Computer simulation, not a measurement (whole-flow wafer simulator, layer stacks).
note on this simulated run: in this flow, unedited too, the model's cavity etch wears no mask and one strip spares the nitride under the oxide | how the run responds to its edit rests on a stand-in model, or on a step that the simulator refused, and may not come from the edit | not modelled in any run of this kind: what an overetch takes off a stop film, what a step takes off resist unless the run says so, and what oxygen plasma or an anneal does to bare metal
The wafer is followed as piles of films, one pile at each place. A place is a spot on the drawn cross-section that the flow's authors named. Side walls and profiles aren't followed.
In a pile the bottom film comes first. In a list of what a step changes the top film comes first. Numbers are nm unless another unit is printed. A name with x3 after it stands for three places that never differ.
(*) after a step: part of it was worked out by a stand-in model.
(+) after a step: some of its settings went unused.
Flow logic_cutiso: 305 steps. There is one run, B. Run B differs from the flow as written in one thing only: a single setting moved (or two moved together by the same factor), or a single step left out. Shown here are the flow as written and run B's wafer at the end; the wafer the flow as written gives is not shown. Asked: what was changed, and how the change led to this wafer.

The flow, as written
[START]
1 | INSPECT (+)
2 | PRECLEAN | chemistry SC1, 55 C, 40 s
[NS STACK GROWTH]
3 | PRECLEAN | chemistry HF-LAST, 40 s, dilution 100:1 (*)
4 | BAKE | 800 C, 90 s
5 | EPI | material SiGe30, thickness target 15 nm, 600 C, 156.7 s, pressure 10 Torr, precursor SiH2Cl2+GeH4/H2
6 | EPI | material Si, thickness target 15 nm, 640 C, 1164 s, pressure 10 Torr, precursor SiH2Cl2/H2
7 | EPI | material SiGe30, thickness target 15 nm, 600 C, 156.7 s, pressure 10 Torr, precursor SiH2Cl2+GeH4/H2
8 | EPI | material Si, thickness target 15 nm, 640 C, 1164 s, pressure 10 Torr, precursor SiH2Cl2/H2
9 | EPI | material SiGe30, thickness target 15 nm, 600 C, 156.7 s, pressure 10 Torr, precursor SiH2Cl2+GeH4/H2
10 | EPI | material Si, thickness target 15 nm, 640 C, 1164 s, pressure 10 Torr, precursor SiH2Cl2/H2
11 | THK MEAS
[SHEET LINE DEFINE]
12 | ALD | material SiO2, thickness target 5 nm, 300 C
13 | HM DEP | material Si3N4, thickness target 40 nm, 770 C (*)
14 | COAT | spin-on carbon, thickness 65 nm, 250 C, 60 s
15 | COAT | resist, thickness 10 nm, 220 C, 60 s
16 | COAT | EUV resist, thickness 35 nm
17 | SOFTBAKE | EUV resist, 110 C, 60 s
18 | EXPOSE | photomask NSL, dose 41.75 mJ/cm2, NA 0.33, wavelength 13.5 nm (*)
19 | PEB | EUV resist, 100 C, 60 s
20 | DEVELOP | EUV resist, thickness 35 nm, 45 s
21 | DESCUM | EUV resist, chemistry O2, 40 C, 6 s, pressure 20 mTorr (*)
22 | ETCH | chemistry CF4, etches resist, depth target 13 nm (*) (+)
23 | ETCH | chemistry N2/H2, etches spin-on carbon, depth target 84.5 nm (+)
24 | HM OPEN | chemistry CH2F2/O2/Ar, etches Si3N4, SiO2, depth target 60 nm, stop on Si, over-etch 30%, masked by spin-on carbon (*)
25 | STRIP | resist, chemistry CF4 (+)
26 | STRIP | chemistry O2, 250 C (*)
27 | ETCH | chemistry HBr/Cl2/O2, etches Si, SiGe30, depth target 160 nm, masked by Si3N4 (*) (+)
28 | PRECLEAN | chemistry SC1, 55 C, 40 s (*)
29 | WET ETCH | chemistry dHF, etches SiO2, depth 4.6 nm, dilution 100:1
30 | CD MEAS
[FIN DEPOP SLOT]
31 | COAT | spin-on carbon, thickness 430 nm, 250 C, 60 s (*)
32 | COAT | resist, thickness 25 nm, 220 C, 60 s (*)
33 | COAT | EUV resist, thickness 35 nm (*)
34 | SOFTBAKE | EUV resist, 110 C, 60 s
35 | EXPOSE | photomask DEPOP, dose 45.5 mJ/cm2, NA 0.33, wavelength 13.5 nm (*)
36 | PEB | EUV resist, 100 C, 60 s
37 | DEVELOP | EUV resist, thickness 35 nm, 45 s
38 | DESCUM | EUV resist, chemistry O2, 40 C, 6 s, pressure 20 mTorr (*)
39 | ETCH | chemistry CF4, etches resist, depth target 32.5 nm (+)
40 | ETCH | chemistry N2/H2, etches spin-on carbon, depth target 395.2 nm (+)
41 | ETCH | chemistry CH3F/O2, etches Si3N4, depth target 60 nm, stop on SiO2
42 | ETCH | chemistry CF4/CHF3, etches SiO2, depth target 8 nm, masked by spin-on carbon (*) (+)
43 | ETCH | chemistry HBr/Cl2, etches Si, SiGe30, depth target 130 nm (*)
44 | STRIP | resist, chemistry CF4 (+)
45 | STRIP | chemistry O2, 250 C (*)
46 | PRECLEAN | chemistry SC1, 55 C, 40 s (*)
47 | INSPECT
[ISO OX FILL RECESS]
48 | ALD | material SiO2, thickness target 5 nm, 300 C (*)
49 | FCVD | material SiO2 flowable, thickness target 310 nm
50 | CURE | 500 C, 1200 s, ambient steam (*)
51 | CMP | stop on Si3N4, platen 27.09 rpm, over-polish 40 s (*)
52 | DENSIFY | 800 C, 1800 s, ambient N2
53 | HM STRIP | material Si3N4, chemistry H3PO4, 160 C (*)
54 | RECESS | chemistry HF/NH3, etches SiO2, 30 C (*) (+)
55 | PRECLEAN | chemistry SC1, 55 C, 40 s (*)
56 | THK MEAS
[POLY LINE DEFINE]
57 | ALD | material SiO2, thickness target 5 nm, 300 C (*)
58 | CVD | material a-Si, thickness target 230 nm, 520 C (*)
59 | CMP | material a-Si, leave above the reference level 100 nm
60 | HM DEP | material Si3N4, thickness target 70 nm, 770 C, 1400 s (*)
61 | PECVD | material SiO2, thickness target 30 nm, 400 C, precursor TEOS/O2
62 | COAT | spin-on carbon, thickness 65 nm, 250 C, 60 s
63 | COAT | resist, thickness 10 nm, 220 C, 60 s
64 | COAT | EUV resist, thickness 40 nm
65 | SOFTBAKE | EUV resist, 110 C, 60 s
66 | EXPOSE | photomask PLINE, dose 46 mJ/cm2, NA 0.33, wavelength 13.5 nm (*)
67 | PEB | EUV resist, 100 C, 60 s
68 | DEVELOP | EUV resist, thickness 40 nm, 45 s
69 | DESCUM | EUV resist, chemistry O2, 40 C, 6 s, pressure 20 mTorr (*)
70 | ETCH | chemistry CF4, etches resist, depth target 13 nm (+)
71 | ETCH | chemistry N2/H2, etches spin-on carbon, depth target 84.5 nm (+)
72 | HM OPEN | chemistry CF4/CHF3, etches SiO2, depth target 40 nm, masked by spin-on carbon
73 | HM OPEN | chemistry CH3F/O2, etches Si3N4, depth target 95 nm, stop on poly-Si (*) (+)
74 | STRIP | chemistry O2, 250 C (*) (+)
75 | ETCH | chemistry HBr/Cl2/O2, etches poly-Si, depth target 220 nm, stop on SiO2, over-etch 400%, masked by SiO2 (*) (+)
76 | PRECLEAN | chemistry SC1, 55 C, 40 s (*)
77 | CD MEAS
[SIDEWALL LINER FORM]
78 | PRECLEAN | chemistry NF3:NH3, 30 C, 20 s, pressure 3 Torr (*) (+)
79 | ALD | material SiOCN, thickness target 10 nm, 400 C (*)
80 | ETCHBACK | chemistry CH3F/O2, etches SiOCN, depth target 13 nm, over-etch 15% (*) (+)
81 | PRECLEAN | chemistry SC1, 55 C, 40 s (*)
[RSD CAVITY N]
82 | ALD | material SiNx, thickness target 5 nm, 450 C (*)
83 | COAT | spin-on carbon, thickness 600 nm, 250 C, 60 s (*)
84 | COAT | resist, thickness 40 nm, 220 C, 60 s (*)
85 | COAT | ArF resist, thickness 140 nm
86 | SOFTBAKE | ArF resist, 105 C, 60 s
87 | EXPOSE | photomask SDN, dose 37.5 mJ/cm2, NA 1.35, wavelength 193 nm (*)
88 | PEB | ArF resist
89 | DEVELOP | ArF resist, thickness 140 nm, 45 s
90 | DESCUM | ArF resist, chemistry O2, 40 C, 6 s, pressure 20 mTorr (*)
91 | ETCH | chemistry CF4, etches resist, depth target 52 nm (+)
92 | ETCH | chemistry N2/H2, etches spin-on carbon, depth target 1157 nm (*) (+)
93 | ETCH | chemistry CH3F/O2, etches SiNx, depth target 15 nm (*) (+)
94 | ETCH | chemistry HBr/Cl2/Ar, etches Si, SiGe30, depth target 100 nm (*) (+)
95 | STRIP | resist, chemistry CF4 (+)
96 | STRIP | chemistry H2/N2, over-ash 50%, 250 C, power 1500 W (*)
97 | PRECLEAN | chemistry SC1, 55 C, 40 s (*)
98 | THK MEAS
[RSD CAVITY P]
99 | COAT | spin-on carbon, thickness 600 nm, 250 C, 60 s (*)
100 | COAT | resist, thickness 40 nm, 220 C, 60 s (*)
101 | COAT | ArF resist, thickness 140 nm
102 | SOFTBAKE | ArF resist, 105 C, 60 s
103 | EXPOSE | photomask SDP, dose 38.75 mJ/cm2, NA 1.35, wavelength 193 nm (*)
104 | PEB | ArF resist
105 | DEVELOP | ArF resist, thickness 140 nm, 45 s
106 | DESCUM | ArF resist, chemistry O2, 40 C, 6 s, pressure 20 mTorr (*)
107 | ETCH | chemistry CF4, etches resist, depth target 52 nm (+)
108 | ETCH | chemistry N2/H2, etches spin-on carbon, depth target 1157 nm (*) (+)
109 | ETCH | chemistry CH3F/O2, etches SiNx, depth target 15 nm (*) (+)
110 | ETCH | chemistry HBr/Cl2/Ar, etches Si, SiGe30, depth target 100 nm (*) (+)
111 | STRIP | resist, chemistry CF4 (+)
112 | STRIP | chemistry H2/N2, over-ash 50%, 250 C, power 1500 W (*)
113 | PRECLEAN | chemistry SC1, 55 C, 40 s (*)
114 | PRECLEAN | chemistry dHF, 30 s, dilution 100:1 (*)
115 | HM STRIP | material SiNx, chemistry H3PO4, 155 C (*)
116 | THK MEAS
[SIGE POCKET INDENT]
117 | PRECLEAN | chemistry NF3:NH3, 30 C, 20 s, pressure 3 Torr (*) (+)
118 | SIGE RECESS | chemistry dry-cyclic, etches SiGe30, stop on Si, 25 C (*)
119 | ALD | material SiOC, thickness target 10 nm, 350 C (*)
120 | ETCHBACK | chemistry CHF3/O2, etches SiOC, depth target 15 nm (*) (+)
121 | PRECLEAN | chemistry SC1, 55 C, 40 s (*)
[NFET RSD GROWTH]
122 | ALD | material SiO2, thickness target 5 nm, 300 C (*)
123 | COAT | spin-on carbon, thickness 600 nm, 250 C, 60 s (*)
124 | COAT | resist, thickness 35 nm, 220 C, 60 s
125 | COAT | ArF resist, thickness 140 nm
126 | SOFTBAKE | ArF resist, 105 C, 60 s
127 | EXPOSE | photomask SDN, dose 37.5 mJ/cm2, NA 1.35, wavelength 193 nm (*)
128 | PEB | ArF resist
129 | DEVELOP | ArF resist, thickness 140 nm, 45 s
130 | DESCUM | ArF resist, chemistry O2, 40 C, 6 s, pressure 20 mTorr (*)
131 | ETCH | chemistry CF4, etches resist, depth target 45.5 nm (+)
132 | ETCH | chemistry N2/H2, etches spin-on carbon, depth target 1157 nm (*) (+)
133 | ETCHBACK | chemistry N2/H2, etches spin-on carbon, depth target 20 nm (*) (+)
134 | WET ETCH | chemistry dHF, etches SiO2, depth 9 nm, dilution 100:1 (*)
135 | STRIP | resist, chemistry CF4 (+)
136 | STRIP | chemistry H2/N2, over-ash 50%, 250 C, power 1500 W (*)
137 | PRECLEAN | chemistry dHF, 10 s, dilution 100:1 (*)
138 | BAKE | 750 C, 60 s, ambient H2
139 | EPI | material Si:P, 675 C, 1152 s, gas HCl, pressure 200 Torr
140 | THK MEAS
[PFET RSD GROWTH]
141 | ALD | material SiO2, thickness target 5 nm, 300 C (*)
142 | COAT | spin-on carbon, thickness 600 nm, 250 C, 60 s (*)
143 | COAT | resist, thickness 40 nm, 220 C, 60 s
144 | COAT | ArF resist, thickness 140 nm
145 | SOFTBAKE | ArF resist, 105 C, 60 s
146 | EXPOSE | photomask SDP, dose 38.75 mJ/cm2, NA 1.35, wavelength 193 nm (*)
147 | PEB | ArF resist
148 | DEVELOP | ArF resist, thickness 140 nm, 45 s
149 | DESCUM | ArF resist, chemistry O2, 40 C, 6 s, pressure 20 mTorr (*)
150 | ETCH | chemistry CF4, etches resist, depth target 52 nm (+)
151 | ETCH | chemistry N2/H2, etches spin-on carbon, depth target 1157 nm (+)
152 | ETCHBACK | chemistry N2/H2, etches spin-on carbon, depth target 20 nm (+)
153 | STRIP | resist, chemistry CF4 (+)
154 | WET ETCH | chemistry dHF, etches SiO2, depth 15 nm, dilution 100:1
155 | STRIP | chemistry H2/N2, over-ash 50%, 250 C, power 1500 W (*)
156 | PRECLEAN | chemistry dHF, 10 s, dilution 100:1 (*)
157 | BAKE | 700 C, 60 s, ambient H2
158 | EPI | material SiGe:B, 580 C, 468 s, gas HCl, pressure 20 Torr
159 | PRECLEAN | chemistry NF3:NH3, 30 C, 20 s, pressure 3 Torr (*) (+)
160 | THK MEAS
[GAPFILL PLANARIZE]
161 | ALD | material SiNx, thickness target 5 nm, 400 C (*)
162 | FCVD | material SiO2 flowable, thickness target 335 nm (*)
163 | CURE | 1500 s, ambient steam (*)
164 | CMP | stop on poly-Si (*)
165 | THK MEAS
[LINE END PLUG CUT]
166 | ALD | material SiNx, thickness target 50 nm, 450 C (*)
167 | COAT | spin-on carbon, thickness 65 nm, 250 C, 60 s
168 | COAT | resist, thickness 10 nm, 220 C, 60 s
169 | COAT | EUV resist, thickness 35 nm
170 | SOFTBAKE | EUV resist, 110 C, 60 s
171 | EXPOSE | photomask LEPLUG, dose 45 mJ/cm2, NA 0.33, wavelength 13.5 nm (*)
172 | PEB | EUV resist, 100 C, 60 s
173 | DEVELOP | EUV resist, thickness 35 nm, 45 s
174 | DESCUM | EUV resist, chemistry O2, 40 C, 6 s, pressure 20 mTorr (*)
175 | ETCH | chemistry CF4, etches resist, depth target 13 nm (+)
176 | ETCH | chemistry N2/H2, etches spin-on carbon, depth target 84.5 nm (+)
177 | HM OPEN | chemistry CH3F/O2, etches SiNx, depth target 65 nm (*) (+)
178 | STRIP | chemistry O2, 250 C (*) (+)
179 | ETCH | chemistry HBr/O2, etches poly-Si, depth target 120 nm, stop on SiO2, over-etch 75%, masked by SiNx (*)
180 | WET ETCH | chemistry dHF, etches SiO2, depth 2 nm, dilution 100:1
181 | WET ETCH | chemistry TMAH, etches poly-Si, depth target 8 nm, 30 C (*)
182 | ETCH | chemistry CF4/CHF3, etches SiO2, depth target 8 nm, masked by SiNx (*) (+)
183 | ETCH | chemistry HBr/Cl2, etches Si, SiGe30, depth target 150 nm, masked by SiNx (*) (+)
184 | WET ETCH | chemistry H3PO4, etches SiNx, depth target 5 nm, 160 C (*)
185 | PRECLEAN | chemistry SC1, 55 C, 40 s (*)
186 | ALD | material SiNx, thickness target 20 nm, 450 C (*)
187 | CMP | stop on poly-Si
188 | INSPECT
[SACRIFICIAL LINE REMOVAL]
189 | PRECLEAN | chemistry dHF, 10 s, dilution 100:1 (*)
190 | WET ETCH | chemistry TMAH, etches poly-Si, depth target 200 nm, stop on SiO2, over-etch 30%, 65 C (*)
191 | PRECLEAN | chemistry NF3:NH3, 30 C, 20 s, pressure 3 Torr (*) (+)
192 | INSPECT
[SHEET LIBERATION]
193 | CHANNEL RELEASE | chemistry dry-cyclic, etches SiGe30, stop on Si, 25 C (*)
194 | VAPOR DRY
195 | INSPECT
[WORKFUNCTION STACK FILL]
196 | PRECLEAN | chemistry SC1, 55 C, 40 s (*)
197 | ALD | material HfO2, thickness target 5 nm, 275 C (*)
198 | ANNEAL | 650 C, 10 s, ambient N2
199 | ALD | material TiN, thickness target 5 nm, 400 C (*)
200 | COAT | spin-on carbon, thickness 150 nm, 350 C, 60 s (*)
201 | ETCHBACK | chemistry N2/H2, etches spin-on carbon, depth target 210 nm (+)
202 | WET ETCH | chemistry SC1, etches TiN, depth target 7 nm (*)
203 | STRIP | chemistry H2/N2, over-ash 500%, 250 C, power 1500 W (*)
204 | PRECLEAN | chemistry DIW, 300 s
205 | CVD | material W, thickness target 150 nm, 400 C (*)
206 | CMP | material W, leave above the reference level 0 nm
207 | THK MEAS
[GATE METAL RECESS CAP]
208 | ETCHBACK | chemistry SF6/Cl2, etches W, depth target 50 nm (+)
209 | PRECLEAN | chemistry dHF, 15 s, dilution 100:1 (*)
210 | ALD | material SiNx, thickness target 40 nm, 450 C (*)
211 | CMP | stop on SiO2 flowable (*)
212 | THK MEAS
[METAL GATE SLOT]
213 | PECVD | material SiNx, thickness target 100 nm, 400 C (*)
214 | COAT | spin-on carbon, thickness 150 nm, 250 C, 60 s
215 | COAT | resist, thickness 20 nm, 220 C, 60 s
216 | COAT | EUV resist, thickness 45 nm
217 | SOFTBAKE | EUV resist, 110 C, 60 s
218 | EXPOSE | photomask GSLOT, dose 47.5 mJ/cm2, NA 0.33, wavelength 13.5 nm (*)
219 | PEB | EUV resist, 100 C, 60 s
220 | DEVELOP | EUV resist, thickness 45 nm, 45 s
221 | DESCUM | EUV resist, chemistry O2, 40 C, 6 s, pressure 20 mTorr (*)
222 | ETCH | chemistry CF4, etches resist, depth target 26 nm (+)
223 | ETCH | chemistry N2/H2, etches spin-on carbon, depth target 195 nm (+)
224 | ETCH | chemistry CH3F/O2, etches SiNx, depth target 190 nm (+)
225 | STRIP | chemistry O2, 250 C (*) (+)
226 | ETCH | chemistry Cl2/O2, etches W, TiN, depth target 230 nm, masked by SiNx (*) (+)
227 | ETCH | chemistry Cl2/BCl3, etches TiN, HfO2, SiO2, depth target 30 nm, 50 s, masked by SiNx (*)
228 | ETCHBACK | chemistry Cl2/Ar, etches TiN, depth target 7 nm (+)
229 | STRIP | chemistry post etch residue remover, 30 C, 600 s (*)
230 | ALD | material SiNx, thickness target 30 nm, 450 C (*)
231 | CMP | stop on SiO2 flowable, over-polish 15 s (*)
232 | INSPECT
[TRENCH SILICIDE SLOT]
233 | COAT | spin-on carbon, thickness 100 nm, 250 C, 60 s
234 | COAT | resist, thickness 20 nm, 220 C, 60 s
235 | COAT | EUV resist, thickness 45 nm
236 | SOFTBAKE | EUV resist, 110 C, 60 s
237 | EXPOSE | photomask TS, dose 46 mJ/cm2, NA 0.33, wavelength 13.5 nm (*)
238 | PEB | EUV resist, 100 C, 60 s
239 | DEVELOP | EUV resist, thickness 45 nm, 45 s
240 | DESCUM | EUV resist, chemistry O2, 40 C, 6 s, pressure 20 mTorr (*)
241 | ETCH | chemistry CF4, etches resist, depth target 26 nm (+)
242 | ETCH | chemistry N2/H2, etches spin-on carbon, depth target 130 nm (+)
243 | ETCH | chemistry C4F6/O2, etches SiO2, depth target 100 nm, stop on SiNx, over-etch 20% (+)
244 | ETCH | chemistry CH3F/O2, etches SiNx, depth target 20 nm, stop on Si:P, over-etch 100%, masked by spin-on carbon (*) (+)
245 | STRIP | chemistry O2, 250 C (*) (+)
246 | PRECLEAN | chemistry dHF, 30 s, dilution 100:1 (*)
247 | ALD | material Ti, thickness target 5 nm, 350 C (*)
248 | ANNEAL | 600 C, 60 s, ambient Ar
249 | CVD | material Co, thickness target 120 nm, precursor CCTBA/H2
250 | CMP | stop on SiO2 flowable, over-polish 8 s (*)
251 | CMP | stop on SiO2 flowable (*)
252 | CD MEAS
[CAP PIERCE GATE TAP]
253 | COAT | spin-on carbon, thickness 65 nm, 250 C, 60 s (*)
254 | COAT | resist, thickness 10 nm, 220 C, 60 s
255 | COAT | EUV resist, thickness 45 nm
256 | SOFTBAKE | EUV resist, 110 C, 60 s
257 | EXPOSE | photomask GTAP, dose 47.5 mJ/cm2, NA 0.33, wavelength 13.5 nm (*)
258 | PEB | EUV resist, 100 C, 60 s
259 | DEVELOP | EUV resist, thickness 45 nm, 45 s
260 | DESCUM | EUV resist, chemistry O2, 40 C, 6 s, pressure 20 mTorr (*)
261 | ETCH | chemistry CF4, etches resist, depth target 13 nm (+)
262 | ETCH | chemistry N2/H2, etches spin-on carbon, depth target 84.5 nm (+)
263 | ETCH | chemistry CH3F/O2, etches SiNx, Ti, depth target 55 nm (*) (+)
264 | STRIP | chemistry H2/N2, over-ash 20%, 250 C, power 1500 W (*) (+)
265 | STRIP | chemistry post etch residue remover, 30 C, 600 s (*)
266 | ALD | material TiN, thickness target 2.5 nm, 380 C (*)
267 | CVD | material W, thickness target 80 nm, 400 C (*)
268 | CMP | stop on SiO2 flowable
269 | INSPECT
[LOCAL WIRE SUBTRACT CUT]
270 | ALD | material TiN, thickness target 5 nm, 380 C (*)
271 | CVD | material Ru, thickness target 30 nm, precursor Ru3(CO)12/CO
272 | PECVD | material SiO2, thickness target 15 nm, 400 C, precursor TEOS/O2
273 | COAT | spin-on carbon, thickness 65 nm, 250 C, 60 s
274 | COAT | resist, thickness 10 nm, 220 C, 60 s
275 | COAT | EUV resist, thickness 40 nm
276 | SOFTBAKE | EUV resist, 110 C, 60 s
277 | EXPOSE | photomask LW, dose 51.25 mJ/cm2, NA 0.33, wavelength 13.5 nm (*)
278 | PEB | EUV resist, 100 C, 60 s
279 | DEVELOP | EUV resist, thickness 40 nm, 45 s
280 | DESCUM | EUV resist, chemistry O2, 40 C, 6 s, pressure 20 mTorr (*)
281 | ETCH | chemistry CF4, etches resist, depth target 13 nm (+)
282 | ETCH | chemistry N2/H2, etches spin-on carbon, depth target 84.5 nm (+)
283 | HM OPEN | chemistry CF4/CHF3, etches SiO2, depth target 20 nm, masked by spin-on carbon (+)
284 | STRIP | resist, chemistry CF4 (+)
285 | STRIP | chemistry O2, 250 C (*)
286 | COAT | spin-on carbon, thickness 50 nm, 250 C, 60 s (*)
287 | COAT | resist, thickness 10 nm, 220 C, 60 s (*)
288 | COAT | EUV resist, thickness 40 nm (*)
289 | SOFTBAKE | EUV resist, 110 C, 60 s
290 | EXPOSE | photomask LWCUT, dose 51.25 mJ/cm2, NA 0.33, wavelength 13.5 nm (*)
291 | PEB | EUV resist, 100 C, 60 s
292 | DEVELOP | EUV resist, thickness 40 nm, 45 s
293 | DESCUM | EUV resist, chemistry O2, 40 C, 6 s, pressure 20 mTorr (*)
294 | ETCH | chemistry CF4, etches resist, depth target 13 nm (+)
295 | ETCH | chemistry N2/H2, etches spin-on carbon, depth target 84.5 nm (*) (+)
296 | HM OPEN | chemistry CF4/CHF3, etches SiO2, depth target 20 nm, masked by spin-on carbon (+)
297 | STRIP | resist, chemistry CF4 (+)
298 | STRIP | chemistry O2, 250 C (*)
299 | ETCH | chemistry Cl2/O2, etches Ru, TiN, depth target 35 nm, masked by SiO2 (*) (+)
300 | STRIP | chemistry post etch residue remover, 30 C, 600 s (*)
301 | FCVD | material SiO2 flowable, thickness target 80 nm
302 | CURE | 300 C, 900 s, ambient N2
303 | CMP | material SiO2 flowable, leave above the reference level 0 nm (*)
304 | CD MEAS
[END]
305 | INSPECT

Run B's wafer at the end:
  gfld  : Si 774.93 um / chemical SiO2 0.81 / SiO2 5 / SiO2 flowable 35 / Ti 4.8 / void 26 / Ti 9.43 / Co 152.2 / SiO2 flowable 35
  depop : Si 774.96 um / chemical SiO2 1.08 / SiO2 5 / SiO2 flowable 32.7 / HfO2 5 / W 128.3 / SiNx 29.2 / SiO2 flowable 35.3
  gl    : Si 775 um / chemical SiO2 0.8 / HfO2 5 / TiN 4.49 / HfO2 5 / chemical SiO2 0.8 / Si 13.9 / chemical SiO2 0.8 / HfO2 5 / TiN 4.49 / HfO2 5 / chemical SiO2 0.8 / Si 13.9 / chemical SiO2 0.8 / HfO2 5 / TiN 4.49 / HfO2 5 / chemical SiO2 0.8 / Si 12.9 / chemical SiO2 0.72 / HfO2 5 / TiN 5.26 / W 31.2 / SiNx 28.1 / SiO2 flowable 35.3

Cause: step 230, ALD: material SiNx, thickness target 30 nm, 450 C (*), was skipped.

Step by step, how the change led to this:
  231 | CMP | stop on SiO2 flowable, over-polish 15 s (*)
      gfld: nothing (as written it would have been: -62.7 SiNx)
      depop, dpovl, gl and 9 more: -32.7 SiNx (as written it would have been: -62.7 SiNx)
      (as well as at 9 more places)
  233 | COAT | spin-on carbon, thickness 100 nm, 250 C, 60 s
      lnrt, plug, rsdp, rsdx, tap: +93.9 spin-on carbon (new film) (as written it would have been: +100 spin-on carbon (new film))
      gl, glp, rsdn, rsdw: +94 spin-on carbon (new film) (as written it would have been: +100 spin-on carbon (new film))
      (as well as at 8 more places)
  234 | COAT | resist, thickness 20 nm, 220 C, 60 s
      gfld: +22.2 resist (new film) (as written it would have been: +20 resist (new film))
      iso: +21.2 resist (new film) (as written it would have been: +20 resist (new film))
  242 | ETCH | chemistry N2/H2, etches spin-on carbon, depth target 130 nm (+)
      rsdn, rsdp, rsdw: -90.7 spin-on carbon (all of it), -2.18 SiO2 flowable (as written it would have been: -97 spin-on carbon (all of it), -1.83 SiO2 flowable)
  243 | ETCH | chemistry C4F6/O2, etches SiO2, depth target 100 nm, stop on SiNx, over-etch 20% (+)
      gfld: -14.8 resist (all of it), -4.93 spin-on carbon (as written it would have been: -12.6 resist (all of it), -5.26 spin-on carbon)
      iso: -13.9 resist (all of it), -5.06 spin-on carbon (as written it would have been: -12.6 resist (all of it), -5.26 spin-on carbon)
  245 | STRIP | chemistry O2, 250 C (*) (+)
      gl, glp, lnrt, plug, rsdx, tap: -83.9 spin-on carbon (all of it) (as written it would have been: -90 spin-on carbon (all of it))
      gxn, gxp: -83.6 spin-on carbon (all of it) (as written it would have been: -90 spin-on carbon (all of it))
      (as well as at 6 more places)
  246 | PRECLEAN | chemistry dHF, 30 s, dilution 100:1 (*)
      gfld: -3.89 SiO2 flowable (as written it would have been: -1.09 SiNx)
      lnr, lnri, lnrp, lnrt: -1.35 SiOCN (as written it would have been: -0.82 SiOCN)
  247 | ALD | material Ti, thickness target 5 nm, 350 C (*)
      gfld: +9.43 Ti (new film), +26 void (new film), +4.8 Ti (new film) (as written it would have been: +5 Ti (new film))
  249 | CVD | material Co, thickness target 120 nm, precursor CCTBA/H2
      gfld: +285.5 Co (new film) (as written it would have been: +120.3 Co (new film))
  250 | CMP | stop on SiO2 flowable, over-polish 8 s (*)
      gfld: -127 Co (as written it would have been: -120.3 Co (all of it), -5 Ti (all of it), -1.83 SiNx)
  251 | CMP | stop on SiO2 flowable (*)
      gfld: -5 Co (as written it would have been: -5 SiNx)
      iso: -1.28 Co (all of it), -5 Ti (all of it) (as written it would have been: -1.22 Co (all of it), -4.34 Ti)
  265 | STRIP | chemistry post etch residue remover, 30 C, 600 s (*)
      iso: nothing (as written it would have been: -0.66 Ti (all of it))
  268 | CMP | stop on SiO2 flowable
      gfld: -80 W (all of it), -2.5 TiN (all of it), -1.28 Co (as written it would have been: -80.2 W (all of it), -2.5 TiN (all of it), -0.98 SiNx)
If metal films that touch count as one body, gfld has 2 bodies (between them, from the top down: void 26); the flow as written gives 0 bodies.
